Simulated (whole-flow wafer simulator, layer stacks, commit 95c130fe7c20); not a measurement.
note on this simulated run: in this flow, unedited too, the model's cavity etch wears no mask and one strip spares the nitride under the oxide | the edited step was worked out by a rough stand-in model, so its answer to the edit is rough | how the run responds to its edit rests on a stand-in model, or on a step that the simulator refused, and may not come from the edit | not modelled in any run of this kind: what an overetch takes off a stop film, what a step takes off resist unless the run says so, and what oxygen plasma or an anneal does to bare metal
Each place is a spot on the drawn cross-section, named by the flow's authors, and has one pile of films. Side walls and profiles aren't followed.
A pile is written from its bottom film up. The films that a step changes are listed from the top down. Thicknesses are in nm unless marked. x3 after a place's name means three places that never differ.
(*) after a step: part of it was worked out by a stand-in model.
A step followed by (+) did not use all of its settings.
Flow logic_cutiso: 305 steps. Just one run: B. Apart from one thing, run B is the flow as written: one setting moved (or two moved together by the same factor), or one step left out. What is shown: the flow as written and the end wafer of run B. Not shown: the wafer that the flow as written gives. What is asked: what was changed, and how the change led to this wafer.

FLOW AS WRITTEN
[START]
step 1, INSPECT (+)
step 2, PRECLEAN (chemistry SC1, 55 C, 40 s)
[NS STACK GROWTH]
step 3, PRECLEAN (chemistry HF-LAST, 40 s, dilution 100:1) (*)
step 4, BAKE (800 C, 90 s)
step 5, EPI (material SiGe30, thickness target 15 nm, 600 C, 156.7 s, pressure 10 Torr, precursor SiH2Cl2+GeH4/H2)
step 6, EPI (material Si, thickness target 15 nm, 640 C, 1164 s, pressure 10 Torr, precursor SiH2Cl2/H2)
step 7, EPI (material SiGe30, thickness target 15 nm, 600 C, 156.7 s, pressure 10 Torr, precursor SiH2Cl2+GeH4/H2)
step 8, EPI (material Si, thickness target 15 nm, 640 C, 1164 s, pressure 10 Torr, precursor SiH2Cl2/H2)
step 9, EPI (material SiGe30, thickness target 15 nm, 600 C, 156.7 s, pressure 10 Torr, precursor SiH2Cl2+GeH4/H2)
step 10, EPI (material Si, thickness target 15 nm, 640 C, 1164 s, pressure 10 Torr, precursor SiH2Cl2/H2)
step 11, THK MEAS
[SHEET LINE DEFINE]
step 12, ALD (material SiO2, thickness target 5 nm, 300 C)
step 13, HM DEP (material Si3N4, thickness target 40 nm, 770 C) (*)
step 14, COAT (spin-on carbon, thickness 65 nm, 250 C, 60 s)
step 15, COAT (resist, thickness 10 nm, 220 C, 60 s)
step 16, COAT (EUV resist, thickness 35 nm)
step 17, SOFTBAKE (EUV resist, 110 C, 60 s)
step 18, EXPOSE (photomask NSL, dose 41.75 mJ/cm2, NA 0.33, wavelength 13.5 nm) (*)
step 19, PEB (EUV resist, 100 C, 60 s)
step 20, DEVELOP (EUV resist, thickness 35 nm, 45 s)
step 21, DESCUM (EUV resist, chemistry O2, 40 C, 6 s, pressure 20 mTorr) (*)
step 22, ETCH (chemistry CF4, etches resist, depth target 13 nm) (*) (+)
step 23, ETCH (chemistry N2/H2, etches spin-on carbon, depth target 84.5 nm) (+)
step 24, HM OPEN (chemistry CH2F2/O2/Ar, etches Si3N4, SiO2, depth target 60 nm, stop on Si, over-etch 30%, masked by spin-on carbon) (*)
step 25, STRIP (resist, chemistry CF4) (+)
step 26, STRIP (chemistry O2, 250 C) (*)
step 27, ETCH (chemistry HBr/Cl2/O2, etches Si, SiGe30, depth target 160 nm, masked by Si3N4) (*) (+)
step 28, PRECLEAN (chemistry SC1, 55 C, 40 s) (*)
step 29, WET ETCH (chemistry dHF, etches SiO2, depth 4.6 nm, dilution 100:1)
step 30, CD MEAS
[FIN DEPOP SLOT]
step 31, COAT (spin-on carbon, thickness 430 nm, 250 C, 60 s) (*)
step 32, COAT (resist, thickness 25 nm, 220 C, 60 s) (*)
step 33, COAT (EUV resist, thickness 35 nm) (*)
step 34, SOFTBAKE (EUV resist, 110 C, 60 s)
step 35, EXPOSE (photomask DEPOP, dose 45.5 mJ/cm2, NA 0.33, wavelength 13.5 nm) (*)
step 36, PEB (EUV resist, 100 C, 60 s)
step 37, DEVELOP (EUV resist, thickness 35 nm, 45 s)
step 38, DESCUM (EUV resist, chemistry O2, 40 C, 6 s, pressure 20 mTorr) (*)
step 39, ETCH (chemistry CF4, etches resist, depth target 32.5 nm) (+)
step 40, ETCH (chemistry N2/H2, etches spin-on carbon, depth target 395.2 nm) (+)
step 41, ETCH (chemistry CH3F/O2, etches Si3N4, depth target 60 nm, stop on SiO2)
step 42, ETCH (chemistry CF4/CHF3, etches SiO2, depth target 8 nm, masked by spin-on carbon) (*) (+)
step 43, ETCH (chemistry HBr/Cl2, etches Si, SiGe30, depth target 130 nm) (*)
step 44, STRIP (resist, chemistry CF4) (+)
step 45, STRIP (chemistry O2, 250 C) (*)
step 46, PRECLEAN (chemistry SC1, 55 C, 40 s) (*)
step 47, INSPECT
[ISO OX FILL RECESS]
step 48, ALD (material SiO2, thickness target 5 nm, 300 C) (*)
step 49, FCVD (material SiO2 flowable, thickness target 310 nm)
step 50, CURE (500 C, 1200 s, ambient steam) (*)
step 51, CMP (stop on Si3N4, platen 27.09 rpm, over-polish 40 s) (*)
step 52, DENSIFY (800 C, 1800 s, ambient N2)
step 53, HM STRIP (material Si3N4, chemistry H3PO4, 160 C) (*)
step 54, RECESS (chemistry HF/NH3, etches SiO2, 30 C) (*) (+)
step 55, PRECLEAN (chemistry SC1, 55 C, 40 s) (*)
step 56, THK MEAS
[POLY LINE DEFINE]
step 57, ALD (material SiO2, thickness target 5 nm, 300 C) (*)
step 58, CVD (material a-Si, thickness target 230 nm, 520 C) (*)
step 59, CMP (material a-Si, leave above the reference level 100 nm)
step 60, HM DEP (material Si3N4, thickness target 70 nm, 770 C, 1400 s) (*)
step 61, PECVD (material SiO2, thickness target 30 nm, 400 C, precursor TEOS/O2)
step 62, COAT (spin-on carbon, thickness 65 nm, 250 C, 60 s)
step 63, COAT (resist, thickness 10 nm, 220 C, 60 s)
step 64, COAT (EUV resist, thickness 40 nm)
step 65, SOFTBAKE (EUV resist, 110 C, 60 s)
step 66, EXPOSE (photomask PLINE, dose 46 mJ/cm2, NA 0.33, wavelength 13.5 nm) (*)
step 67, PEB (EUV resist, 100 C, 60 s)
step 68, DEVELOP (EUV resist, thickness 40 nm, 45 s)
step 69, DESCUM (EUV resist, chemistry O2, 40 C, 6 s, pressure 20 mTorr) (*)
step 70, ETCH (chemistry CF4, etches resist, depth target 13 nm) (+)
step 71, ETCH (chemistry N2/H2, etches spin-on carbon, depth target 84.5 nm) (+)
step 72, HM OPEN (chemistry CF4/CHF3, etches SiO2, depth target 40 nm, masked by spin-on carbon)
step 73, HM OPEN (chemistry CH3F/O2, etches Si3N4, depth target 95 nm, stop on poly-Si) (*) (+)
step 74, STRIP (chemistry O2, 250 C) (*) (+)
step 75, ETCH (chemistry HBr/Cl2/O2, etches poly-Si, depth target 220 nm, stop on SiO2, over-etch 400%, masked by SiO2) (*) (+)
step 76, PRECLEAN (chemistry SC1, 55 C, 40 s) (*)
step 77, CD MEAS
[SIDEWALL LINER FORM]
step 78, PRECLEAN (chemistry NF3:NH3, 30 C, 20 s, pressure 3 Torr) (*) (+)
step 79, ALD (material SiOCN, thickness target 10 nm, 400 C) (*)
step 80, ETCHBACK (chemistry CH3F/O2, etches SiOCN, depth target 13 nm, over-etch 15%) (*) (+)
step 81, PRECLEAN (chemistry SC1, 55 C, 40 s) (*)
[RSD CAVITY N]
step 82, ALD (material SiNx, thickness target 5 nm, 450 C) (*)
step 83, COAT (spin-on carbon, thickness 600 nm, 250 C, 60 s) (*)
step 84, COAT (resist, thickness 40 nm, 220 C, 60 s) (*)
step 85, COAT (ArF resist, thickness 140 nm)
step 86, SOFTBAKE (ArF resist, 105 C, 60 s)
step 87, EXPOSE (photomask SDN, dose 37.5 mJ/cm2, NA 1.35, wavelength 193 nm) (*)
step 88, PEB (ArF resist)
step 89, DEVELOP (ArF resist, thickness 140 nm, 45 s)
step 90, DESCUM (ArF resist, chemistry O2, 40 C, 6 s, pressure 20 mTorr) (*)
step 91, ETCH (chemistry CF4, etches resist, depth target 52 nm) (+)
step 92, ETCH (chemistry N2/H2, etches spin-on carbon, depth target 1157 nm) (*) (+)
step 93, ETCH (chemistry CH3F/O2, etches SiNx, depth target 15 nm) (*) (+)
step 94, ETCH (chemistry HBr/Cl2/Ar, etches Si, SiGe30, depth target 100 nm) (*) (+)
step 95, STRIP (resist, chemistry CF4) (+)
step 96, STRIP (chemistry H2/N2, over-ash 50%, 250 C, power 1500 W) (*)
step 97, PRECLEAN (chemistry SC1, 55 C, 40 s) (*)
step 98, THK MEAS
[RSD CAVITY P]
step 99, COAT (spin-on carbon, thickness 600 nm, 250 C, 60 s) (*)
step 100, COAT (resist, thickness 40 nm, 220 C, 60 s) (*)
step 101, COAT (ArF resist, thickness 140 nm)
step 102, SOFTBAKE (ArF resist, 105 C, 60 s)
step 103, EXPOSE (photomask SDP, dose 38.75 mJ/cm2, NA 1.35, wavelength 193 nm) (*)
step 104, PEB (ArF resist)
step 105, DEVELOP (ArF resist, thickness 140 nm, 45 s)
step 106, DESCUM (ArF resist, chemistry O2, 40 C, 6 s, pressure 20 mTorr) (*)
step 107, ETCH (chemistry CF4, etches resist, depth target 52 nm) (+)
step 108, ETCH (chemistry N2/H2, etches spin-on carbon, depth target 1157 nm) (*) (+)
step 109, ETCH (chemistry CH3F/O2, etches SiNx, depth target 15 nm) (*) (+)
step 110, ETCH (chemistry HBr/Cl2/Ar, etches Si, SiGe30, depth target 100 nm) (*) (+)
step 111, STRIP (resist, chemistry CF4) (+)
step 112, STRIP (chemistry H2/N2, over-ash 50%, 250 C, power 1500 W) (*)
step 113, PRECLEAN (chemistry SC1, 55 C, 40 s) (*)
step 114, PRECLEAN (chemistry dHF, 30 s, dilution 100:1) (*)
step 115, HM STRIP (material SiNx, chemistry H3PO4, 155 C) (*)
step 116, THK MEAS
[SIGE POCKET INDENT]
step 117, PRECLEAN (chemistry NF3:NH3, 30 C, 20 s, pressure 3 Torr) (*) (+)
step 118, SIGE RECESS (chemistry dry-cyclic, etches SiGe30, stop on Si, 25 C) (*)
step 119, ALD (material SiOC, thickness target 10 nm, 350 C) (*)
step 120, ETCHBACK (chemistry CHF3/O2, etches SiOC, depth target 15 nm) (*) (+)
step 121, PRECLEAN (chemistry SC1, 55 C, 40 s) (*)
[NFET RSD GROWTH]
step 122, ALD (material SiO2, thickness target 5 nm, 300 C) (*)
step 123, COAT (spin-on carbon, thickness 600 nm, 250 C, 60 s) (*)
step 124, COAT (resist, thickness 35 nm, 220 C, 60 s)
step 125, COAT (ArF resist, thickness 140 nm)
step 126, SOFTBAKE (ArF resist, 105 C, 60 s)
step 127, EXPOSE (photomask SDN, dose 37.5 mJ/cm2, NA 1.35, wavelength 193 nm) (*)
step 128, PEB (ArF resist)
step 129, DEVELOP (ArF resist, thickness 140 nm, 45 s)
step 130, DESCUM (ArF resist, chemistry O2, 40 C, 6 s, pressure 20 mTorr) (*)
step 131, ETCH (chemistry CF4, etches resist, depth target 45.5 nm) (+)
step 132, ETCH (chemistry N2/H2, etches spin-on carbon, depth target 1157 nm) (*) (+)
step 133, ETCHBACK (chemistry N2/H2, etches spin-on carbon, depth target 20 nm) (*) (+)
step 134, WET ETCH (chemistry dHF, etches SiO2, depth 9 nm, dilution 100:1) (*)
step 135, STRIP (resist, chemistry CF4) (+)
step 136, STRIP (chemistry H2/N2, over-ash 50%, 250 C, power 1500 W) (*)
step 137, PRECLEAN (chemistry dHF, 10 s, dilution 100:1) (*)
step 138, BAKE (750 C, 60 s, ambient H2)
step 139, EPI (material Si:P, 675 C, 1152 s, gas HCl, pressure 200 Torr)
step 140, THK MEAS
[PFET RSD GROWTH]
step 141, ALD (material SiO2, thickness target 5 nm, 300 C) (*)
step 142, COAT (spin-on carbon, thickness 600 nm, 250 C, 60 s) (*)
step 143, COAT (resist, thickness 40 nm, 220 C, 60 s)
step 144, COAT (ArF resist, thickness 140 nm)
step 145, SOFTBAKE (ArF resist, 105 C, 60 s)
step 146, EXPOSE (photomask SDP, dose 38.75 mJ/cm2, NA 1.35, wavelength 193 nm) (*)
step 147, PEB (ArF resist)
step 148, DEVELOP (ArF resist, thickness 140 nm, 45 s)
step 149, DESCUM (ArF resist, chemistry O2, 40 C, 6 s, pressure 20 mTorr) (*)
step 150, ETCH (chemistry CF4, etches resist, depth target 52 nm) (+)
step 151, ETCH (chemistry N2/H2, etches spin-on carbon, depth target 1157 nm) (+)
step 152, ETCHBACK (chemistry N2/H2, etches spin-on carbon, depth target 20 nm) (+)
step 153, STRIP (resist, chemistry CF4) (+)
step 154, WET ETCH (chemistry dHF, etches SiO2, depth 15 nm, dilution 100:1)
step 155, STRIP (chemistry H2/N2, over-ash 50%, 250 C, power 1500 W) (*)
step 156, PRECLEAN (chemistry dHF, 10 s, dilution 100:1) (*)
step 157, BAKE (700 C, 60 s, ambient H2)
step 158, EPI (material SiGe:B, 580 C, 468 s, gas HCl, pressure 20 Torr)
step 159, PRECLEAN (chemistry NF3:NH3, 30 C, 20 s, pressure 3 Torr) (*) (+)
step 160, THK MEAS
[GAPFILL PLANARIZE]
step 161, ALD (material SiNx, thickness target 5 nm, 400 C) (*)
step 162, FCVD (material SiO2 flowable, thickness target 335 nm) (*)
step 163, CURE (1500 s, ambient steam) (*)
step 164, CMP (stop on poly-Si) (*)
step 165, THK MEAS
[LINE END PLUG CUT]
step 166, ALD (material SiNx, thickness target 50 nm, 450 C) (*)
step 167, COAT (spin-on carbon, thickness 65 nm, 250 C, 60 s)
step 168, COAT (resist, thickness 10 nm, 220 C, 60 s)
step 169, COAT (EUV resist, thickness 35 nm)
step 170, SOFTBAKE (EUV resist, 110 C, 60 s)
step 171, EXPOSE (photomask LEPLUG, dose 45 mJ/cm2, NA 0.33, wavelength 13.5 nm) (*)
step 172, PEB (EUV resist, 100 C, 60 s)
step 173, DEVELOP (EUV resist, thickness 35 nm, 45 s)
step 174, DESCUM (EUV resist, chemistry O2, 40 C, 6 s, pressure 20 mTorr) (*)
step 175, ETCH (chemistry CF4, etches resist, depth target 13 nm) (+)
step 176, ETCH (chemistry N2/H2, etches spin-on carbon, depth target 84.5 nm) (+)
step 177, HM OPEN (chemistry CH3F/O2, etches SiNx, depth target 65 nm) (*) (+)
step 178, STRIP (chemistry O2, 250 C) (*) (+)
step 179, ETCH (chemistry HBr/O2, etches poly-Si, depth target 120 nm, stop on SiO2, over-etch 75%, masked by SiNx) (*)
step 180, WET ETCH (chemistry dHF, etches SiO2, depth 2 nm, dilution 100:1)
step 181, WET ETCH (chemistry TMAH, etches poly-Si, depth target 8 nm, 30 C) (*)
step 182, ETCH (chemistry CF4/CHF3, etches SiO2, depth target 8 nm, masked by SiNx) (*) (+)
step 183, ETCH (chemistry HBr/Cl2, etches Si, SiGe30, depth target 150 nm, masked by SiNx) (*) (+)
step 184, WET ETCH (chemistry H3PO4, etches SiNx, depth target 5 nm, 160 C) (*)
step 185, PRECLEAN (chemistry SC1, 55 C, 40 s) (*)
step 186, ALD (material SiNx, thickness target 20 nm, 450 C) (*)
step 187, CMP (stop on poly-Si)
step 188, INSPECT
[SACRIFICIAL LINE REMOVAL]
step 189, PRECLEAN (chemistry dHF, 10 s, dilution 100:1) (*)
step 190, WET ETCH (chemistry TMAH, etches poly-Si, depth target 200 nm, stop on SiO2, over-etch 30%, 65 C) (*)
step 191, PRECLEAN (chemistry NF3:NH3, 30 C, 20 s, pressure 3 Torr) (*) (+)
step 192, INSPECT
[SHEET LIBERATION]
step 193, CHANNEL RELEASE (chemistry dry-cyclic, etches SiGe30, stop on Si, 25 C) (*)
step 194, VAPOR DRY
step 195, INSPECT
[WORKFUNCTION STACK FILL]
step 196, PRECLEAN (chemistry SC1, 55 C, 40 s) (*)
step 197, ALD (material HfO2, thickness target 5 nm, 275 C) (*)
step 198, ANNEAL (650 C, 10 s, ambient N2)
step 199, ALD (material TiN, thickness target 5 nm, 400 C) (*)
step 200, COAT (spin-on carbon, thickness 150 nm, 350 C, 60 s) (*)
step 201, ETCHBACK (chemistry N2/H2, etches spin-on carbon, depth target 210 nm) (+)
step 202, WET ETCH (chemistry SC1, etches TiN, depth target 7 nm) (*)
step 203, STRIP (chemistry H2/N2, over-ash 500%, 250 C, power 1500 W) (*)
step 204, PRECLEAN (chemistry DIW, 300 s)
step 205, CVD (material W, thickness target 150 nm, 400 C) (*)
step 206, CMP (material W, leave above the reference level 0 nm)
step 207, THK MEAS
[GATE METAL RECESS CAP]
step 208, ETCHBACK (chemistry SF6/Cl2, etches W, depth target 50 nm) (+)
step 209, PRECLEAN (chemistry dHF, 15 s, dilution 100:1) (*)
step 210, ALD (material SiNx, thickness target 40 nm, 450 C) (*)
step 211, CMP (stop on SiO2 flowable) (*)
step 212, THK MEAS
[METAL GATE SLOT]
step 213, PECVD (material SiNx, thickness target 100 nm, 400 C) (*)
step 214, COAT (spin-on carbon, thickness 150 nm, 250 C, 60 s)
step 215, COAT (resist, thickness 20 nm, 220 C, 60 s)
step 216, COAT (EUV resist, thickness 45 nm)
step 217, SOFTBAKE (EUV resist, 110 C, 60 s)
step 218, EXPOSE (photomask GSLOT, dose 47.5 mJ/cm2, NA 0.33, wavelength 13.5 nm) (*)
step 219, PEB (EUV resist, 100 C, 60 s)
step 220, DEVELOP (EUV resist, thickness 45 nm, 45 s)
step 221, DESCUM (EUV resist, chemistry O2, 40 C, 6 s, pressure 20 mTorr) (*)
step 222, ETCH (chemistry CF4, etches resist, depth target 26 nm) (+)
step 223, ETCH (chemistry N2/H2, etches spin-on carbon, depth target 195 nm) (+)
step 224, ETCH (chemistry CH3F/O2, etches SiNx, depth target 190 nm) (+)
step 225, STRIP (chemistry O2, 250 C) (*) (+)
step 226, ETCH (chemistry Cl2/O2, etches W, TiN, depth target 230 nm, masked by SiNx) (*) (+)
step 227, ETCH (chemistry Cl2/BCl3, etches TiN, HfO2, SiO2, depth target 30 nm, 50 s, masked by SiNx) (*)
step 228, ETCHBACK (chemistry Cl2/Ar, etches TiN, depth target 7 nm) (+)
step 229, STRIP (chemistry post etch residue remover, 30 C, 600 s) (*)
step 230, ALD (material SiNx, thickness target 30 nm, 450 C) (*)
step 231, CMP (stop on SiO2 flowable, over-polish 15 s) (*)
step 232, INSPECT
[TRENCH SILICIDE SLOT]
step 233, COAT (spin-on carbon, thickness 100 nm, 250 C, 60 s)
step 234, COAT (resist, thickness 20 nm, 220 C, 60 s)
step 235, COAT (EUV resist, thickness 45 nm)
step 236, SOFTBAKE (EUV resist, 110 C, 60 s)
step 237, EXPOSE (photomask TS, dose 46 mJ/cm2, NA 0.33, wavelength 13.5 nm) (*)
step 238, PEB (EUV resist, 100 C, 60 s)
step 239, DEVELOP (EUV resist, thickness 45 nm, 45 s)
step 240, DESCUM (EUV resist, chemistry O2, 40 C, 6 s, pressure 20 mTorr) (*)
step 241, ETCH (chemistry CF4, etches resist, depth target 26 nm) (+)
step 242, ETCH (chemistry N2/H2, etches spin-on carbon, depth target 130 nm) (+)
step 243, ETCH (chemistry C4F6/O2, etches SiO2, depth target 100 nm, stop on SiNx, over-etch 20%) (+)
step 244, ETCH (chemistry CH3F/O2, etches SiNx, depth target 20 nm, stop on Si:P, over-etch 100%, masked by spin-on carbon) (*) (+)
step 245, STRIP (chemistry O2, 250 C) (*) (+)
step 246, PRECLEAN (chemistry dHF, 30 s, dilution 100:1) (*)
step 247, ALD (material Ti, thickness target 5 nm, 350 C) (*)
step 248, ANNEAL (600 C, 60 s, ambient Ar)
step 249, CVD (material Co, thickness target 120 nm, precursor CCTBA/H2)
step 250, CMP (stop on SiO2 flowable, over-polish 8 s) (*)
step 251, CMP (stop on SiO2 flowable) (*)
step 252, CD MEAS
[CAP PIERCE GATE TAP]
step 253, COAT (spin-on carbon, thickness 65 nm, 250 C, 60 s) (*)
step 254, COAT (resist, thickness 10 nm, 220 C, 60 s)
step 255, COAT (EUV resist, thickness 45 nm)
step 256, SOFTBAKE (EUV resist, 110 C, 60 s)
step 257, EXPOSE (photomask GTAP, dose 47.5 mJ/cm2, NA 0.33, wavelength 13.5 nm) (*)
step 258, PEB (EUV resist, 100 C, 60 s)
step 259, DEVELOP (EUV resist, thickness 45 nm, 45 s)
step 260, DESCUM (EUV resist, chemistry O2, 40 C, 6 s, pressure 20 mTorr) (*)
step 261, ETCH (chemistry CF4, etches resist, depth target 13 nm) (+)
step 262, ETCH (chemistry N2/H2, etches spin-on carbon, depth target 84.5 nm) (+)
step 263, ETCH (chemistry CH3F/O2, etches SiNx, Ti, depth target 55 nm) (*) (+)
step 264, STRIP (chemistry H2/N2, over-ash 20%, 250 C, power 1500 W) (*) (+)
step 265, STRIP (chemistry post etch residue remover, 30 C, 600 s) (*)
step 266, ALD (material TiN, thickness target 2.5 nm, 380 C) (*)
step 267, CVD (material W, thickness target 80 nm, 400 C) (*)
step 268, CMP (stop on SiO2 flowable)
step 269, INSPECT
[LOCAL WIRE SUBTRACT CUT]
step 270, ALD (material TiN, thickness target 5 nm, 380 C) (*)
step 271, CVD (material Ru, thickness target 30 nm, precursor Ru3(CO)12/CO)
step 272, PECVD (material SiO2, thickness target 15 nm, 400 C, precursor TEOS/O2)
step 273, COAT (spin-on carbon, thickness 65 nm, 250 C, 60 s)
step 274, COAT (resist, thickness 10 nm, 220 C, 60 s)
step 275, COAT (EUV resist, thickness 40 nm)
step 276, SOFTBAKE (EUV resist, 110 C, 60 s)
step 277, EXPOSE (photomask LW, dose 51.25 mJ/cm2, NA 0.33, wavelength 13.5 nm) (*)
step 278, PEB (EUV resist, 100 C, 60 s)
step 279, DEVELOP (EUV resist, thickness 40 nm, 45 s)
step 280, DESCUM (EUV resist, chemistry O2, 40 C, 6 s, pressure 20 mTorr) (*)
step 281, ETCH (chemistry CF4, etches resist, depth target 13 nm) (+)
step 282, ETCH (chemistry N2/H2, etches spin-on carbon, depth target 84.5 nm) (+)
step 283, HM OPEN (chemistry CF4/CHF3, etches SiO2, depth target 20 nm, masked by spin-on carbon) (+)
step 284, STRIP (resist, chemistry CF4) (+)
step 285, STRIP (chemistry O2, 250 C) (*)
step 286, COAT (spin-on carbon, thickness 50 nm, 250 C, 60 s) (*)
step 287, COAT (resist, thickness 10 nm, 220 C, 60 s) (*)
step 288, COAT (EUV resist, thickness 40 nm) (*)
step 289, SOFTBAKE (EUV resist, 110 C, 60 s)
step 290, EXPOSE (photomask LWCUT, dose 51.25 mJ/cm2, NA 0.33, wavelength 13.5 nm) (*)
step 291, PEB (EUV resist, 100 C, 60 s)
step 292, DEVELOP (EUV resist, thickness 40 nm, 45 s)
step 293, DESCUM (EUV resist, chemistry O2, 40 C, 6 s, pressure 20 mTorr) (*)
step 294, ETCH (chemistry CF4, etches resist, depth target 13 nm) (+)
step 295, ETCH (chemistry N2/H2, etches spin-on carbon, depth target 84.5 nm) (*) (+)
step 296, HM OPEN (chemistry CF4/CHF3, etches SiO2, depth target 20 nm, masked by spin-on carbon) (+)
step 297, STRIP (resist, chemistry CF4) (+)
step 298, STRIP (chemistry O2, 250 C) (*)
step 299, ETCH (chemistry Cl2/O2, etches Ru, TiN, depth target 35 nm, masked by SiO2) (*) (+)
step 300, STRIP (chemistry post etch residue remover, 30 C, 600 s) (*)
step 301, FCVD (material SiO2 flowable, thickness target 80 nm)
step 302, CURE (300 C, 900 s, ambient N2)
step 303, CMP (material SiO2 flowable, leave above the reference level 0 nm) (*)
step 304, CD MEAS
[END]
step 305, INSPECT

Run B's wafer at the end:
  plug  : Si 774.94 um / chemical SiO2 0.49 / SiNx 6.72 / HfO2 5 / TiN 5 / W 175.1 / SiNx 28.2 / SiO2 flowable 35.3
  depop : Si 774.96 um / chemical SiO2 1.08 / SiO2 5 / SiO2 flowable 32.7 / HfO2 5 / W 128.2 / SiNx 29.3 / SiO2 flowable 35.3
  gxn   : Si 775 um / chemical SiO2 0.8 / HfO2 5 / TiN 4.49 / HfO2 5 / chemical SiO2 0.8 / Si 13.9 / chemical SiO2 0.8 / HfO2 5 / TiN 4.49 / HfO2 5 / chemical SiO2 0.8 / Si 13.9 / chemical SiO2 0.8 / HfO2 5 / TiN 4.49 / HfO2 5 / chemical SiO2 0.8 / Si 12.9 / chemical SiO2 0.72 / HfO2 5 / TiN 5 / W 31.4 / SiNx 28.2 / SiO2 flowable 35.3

What caused this: step 186, ALD: thickness target 8.5 nm was run, whereas the flow has thickness target 20 nm.

How this came from the change, step by step:
  step 186, ALD (material SiNx, thickness target 20 nm, 450 C) (*)
      depop, dpovl, gfld and 18 more: SiNx gains 8.5 (it would be, as written: SiNx gains 20)
      plug: SiNx gains 8.5 (new film) (it would be, as written: SiNx gains 284.2 (new film))
  step 187, CMP (stop on poly-Si)
      plug: nothing (it would be, as written: SiNx loses 28.6)
      depop, dpovl, gfld and 18 more: SiNx loses 17.1 (all of it) (it would be, as written: SiNx loses 28.6 (all of it))
  step 200, COAT (spin-on carbon, thickness 150 nm, 350 C, 60 s) (*)
      lnr, lnrp: spin-on carbon gains 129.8 (new film) (it would be, as written: spin-on carbon gains 133.9 (new film))
      iso: spin-on carbon gains 142 (new film) (it would be, as written: spin-on carbon gains 145.4 (new film))
      (and at 7 other places as well)
  step 201, ETCHBACK (chemistry N2/H2, etches spin-on carbon, depth target 210 nm) (+)
      plug: spin-on carbon loses 210 (it would be, as written: spin-on carbon loses 134.1 (all of it))
      lnr, lnrp: spin-on carbon loses 129.8 (all of it) (it would be, as written: spin-on carbon loses 133.9 (all of it))
      (and at 7 other places as well)
  step 202, WET ETCH (chemistry SC1, etches TiN, depth target 7 nm) (*)
      plug: spin-on carbon loses 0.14 (it would be, as written: TiN loses 5 (all of it))
  step 203, STRIP (chemistry H2/N2, over-ash 500%, 250 C, power 1500 W) (*)
      plug: spin-on carbon loses 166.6 (all of it) (it would be, as written: nothing)
      gxn, gxp: spin-on carbon loses 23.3 (all of it) (it would be, as written: spin-on carbon loses 26.8 (all of it))
      (and at 5 other places as well)
  step 205, CVD (material W, thickness target 150 nm, 400 C) (*)
      plug: W gains 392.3 (new film) (it would be, as written: W gains 150.2 (new film))
  step 206, CMP (material W, leave above the reference level 0 nm)
      plug: W loses 167.2 (it would be, as written: W loses 150.2 (all of it), HfO2 loses 5 (all of it), SiNx loses 12)
  step 208, ETCHBACK (chemistry SF6/Cl2, etches W, depth target 50 nm) (+)
      plug: W loses 50 (it would be, as written: SiNx loses 12.5)
  step 210, ALD (material SiNx, thickness target 40 nm, 450 C) (*)
      plug: SiNx gains 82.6 (new film) (it would be, as written: SiNx gains 42.5)
  step 211, CMP (stop on SiO2 flowable) (*)
      plug: SiNx loses 43.3 (it would be, as written: SiNx loses 40.3)
Taking metal films that touch as one body, plug has 1 body; the flow as written gives 0 bodies.
